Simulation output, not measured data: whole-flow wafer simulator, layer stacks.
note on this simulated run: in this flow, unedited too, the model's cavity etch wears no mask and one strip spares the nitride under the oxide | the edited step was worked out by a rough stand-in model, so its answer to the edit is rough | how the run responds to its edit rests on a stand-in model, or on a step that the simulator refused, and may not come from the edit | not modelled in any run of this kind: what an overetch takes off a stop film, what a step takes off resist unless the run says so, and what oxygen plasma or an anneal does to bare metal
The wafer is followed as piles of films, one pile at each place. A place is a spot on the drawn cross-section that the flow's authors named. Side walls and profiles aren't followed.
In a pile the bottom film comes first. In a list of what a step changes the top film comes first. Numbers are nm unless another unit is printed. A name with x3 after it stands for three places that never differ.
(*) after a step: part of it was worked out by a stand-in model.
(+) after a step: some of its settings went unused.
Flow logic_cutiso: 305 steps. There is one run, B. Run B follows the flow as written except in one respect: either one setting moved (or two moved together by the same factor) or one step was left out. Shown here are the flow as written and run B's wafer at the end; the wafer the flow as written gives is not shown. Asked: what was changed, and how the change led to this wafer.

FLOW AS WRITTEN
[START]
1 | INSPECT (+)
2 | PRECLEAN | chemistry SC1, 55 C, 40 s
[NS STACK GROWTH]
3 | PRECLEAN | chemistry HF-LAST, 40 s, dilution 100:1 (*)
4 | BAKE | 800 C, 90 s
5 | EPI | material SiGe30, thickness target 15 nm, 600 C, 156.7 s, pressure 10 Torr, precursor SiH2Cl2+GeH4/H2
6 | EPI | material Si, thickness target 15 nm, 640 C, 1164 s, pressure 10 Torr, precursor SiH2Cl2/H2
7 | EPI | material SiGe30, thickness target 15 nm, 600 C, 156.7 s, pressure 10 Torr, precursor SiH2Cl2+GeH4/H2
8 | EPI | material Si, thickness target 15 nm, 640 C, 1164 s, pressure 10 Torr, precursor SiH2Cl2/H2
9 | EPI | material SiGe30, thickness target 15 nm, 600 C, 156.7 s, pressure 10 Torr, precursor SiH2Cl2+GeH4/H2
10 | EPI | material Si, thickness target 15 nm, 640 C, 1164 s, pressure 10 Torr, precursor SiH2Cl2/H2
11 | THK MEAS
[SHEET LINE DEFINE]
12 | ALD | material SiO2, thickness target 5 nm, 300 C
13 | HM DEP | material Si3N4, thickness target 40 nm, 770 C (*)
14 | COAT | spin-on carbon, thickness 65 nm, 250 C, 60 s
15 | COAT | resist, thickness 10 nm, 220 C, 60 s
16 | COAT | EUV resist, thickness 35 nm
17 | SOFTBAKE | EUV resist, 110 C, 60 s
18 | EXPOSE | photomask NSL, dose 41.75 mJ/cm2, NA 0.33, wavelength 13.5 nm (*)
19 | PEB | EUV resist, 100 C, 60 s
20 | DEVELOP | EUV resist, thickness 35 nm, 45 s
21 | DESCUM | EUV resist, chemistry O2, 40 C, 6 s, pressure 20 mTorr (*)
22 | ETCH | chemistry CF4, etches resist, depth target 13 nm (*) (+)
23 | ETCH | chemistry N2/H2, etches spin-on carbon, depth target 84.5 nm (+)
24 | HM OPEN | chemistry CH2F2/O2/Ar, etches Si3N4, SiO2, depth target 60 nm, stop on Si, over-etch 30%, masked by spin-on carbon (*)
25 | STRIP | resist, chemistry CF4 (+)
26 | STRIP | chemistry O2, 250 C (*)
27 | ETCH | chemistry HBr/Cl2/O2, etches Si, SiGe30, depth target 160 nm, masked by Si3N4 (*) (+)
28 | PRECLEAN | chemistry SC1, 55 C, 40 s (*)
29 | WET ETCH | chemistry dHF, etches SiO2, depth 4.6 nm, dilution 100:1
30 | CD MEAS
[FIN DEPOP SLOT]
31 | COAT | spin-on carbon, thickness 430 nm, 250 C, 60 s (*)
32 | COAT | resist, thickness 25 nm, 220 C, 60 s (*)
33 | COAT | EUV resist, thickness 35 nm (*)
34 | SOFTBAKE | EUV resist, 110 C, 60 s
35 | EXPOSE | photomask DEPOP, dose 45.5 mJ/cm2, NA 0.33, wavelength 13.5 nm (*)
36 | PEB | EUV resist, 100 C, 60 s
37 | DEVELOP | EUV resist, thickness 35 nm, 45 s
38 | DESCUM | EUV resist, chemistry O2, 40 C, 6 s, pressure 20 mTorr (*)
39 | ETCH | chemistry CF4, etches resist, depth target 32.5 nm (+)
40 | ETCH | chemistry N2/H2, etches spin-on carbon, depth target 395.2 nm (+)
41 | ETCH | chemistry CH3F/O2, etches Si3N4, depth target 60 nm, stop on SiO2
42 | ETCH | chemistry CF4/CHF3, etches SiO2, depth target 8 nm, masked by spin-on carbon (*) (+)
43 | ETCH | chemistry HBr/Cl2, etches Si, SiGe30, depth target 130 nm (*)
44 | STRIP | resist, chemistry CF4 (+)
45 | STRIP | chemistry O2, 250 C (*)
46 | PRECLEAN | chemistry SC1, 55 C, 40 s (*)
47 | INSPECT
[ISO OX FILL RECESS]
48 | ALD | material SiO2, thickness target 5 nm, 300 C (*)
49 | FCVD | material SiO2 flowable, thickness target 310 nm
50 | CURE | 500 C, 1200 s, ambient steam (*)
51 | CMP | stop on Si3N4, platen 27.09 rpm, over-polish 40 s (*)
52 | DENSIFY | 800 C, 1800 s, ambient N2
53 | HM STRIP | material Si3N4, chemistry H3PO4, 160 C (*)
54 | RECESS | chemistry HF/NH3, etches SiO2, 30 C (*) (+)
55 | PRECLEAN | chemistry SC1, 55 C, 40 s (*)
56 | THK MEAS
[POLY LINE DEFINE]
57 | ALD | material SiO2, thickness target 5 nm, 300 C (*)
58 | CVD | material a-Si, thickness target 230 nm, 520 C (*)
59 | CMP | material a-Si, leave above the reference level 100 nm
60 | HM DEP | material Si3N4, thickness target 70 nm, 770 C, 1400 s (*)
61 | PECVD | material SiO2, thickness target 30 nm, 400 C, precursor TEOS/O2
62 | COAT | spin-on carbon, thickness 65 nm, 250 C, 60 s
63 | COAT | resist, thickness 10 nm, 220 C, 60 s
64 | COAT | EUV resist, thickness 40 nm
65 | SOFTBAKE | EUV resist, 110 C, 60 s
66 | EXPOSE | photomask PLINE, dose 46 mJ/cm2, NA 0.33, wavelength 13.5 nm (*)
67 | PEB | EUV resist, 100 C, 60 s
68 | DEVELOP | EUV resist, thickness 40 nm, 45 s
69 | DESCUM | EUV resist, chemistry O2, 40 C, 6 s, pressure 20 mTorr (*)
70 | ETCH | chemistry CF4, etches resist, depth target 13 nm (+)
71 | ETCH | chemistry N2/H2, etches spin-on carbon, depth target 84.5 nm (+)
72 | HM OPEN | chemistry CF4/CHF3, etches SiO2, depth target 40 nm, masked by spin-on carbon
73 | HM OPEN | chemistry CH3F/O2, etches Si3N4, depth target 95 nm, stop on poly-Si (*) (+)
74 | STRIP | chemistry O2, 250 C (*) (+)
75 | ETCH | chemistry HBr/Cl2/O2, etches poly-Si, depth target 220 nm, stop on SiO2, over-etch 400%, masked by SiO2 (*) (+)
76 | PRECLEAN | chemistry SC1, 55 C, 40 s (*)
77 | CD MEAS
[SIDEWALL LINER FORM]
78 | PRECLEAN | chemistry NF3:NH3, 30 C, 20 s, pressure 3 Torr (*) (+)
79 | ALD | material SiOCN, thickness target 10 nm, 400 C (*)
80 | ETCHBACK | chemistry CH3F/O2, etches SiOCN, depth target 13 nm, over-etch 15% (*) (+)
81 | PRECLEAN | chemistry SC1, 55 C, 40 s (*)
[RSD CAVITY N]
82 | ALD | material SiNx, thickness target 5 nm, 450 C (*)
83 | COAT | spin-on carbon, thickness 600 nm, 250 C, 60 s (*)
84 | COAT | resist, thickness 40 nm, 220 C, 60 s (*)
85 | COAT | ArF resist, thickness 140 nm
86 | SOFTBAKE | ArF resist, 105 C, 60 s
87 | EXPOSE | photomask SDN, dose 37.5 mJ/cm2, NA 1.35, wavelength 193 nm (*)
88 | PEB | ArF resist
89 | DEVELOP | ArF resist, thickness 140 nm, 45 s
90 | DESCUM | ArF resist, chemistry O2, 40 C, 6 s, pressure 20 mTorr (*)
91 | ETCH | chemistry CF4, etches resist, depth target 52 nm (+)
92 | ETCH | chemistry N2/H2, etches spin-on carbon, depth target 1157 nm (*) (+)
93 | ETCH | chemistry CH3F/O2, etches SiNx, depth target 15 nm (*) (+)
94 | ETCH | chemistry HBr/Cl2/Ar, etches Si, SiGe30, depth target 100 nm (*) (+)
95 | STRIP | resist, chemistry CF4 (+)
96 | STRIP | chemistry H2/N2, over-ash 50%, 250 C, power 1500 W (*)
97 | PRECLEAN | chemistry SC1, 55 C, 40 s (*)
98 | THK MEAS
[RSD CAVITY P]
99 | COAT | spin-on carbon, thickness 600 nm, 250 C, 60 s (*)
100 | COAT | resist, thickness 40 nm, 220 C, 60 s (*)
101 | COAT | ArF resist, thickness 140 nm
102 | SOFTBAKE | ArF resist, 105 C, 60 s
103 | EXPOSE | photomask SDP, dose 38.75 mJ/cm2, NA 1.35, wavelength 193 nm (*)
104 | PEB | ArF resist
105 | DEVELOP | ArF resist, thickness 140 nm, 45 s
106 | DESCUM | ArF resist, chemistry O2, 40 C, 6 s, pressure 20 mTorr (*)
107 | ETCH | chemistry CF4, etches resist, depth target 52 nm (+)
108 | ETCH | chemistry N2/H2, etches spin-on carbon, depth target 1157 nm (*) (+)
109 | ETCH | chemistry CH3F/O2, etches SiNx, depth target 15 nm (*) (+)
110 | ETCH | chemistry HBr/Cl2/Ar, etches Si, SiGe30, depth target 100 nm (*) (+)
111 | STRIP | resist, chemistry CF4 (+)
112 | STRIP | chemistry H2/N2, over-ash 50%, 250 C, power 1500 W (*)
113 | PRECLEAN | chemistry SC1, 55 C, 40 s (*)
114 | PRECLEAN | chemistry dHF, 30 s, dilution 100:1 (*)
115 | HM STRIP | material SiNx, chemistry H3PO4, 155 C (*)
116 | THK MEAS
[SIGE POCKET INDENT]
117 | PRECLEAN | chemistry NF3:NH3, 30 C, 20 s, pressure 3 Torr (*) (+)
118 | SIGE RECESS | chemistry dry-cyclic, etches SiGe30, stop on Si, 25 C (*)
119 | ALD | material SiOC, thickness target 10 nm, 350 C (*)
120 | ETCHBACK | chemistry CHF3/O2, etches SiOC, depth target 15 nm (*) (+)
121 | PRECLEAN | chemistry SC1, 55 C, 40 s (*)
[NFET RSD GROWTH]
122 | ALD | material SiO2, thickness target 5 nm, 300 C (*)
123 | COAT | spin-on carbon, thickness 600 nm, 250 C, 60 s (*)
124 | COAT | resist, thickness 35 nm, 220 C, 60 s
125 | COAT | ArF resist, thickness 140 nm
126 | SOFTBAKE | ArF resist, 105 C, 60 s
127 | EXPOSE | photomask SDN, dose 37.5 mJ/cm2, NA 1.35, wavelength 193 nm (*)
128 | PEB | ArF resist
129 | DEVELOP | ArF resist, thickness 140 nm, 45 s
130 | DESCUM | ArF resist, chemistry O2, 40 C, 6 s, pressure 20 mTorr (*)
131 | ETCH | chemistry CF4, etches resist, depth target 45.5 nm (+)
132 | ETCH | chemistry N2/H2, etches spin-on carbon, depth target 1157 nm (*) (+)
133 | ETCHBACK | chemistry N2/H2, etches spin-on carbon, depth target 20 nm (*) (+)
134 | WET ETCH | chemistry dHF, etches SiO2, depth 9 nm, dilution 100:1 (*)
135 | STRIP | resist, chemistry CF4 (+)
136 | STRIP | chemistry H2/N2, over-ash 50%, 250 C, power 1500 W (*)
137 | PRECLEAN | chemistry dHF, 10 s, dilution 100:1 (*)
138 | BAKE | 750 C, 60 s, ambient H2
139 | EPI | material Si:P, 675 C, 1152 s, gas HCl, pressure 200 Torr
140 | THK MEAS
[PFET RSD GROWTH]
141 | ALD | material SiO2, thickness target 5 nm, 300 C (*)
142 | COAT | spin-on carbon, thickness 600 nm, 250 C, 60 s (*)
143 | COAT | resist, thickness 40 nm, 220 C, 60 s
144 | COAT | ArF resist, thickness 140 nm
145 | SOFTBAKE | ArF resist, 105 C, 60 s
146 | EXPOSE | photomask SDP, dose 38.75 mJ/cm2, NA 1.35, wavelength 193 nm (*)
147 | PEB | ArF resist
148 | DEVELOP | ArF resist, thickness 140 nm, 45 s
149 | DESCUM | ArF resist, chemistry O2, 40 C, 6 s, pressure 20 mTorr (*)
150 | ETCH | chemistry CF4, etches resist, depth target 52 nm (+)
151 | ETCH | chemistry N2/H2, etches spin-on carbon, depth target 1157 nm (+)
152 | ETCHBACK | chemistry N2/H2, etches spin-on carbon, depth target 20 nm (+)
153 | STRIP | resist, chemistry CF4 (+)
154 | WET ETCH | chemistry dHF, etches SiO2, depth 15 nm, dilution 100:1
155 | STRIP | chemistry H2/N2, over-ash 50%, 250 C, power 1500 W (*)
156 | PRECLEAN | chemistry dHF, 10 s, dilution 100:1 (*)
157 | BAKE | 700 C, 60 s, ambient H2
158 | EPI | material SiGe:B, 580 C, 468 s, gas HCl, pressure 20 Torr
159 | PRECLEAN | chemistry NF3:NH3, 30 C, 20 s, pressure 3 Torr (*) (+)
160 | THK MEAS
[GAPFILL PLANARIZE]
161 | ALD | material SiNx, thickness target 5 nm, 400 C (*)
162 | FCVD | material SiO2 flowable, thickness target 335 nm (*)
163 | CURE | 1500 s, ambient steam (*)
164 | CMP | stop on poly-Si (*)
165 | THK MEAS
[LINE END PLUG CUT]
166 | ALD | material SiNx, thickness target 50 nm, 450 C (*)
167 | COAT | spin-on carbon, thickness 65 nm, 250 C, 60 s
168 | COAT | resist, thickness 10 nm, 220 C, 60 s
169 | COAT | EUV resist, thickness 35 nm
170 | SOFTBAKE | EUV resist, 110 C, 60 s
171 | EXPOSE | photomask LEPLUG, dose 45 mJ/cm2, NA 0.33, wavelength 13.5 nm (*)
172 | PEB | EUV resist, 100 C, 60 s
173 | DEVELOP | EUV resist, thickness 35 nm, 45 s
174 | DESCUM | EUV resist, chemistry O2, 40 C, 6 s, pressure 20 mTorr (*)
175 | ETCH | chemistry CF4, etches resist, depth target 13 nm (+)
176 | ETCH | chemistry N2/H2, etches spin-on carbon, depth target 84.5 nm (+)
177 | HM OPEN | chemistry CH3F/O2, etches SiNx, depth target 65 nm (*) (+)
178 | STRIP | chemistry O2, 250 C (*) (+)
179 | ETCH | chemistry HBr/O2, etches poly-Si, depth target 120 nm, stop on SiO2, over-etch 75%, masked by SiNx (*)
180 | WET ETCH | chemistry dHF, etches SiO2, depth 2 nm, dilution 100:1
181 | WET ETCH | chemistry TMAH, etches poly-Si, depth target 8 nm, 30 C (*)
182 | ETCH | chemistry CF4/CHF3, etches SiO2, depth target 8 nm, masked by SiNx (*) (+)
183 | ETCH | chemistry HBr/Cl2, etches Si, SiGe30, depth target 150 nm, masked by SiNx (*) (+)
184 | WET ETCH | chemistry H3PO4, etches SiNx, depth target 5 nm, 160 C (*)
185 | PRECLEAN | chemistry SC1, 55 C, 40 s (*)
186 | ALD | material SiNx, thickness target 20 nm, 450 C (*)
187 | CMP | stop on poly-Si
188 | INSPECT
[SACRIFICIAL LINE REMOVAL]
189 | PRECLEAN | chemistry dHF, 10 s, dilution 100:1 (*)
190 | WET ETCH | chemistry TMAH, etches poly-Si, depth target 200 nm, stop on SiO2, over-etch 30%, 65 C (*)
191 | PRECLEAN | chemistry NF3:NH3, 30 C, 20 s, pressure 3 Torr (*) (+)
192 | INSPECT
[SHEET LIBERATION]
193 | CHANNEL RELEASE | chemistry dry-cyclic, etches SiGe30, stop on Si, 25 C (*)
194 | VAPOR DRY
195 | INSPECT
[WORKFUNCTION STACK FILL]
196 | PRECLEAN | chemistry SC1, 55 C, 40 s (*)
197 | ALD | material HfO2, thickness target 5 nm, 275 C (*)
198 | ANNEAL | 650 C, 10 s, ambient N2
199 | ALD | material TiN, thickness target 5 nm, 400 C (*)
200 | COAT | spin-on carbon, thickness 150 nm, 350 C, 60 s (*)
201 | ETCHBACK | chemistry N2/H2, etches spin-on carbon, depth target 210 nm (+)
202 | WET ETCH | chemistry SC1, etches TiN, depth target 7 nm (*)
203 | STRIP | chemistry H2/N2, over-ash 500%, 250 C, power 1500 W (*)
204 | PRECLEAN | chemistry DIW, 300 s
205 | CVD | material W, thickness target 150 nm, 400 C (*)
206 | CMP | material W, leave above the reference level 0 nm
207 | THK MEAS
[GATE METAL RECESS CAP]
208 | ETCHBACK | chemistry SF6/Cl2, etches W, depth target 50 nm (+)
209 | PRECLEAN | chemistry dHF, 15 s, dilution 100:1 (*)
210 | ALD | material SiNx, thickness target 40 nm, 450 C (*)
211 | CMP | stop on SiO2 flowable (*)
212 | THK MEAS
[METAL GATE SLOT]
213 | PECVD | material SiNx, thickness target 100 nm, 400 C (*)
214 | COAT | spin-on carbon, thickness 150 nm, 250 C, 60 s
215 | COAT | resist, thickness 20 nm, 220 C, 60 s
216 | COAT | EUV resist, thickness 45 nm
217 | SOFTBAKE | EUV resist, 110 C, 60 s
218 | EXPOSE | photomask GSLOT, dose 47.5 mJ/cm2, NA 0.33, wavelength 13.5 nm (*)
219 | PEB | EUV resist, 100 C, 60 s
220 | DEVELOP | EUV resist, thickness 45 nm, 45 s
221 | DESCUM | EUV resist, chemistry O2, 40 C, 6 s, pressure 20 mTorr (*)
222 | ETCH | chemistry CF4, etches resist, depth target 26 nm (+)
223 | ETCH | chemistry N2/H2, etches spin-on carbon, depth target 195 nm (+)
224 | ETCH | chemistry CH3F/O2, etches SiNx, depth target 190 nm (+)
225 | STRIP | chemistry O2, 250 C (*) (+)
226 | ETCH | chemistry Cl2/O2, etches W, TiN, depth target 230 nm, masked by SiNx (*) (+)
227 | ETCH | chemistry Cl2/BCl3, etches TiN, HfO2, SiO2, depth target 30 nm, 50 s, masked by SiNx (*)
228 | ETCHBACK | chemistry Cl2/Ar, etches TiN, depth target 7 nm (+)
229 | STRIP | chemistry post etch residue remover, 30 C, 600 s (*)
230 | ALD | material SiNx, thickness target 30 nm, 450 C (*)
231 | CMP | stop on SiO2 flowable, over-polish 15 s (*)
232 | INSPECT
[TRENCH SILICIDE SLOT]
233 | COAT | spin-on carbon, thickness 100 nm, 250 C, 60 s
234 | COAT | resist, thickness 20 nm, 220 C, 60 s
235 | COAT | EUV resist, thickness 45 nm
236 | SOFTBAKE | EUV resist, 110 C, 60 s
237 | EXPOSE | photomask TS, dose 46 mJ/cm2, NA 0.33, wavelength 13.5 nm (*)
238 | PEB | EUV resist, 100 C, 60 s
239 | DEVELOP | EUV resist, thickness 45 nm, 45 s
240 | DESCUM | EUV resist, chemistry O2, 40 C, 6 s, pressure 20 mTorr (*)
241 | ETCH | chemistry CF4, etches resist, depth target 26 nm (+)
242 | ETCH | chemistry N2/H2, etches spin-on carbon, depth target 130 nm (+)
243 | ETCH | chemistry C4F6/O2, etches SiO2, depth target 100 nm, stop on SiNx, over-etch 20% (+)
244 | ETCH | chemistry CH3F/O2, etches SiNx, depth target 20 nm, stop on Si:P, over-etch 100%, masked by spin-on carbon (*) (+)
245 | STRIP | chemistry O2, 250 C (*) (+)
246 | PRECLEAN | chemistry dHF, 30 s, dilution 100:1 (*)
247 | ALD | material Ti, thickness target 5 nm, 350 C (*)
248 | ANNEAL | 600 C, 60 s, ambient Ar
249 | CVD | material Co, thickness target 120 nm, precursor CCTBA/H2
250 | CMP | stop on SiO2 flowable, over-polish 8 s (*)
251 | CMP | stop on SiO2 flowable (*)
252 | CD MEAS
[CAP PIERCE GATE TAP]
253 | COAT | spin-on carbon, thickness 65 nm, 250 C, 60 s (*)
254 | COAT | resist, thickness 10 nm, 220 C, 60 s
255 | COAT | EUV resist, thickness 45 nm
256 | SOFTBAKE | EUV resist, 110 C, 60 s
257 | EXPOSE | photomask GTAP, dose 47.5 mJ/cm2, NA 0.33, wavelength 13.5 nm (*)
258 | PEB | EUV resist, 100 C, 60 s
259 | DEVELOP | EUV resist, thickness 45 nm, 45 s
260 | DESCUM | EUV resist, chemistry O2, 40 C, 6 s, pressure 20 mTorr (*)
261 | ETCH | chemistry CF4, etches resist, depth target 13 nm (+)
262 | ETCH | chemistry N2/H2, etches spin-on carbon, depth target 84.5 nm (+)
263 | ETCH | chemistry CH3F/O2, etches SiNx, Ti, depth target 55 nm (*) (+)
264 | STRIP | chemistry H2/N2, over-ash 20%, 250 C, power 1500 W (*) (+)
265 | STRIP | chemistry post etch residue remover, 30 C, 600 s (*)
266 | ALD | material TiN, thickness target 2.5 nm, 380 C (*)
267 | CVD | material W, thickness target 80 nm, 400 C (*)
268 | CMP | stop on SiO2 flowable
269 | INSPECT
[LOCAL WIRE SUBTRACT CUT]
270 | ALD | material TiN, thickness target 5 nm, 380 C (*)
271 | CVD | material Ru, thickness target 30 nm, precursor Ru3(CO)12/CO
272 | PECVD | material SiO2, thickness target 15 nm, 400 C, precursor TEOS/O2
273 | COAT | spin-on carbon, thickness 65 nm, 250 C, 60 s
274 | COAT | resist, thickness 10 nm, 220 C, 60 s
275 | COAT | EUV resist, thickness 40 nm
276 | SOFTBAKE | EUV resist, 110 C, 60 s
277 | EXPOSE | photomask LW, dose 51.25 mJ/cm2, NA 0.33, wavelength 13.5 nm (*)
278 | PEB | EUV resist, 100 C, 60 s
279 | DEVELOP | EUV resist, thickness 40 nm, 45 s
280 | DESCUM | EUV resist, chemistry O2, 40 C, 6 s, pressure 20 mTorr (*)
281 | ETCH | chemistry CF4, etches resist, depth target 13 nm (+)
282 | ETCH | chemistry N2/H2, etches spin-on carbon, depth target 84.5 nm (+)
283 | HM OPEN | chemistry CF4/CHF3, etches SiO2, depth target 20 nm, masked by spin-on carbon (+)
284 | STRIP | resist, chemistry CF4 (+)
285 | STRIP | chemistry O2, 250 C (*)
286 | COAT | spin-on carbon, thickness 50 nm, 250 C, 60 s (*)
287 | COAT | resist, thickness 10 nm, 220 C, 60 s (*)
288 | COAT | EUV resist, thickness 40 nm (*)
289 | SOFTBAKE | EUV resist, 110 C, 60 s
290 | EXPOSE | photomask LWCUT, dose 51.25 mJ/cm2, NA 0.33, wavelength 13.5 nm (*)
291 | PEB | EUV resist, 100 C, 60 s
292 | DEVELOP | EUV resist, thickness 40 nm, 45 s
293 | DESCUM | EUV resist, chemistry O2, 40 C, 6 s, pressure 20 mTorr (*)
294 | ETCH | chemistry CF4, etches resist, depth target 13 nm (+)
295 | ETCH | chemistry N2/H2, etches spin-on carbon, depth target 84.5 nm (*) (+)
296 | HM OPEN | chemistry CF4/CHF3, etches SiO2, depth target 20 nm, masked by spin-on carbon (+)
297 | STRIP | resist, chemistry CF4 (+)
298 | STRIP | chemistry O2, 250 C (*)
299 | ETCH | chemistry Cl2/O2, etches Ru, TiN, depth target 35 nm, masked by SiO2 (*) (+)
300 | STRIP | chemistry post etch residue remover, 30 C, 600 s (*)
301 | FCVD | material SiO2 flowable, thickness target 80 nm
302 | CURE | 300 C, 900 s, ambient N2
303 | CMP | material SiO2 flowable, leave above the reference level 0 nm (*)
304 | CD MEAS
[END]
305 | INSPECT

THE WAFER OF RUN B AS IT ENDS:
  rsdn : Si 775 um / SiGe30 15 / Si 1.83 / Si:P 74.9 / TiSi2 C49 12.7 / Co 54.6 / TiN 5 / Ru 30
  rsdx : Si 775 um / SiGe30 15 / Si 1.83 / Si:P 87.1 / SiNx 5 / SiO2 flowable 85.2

What caused this: step 94, ETCH: depth target 65 nm was run, while the flow as written has depth target 100 nm.

How this came from the change, step by step:
  94 | ETCH | chemistry HBr/Cl2/Ar, etches Si, SiGe30, depth target 100 nm (*) (+)
      rsdn, rsdx: -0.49 chemical SiO2 (all of it), -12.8 Si (all of it), -15 SiGe30 (all of it), -15 Si (all of it), -15 SiGe30 (all of it), -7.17 Si (in the flow as written it would be: -0.49 chemical SiO2 (all of it), -12.8 Si (all of it), -15 SiGe30 (all of it), -15 Si (all of it), -15 SiGe30 (all of it), -15 Si (all of it), -15 SiGe30 (all of it), -12.2 Si)
  99 | COAT | spin-on carbon, thickness 600 nm, 250 C, 60 s (*)
      rsdn, rsdx: +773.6 spin-on carbon (new film) (in the flow as written it would be: +802.8 spin-on carbon (new film))
  112 | STRIP | chemistry H2/N2, over-ash 50%, 250 C, power 1500 W (*)
      rsdn, rsdx: -773.6 spin-on carbon (all of it) (in the flow as written it would be: -802.8 spin-on carbon (all of it))
  120 | ETCHBACK | chemistry CHF3/O2, etches SiOC, depth target 15 nm (*) (+)
      rsdn, rsdx: -10 SiOC (all of it), -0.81 Si (in the flow as written it would be: -10 SiOC (all of it))
  123 | COAT | spin-on carbon, thickness 600 nm, 250 C, 60 s (*)
      rsdn, rsdx: +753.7 spin-on carbon (new film) (in the flow as written it would be: +783.3 spin-on carbon (new film))
  132 | ETCH | chemistry N2/H2, etches spin-on carbon, depth target 1157 nm (*) (+)
      rsdn, rsdx: -748.4 spin-on carbon (all of it), -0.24 SiO2 (in the flow as written it would be: -778.1 spin-on carbon (all of it))
      depop, dpovl, gfld and 12 more: -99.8 ArF resist (all of it), -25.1 resist (in the flow as written it would be: -99.8 ArF resist (all of it), -25.7 resist)
  135 | STRIP | resist, chemistry CF4 (+)
      rsdn, rsdx: -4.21 Si (in the flow as written it would be: nothing)
      depop, dpovl, gxf, isow, lnrp, ns, nsgap, plug: -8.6 resist (all of it) (in the flow as written it would be: -7.93 resist (all of it))
      (and at 12 other places as well)
  139 | EPI | material Si:P, 675 C, 1152 s, gas HCl, pressure 200 Torr
      rsdn, rsdx: +87.1 Si:P (new film) (in the flow as written it would be: +116.9 Si:P (new film))
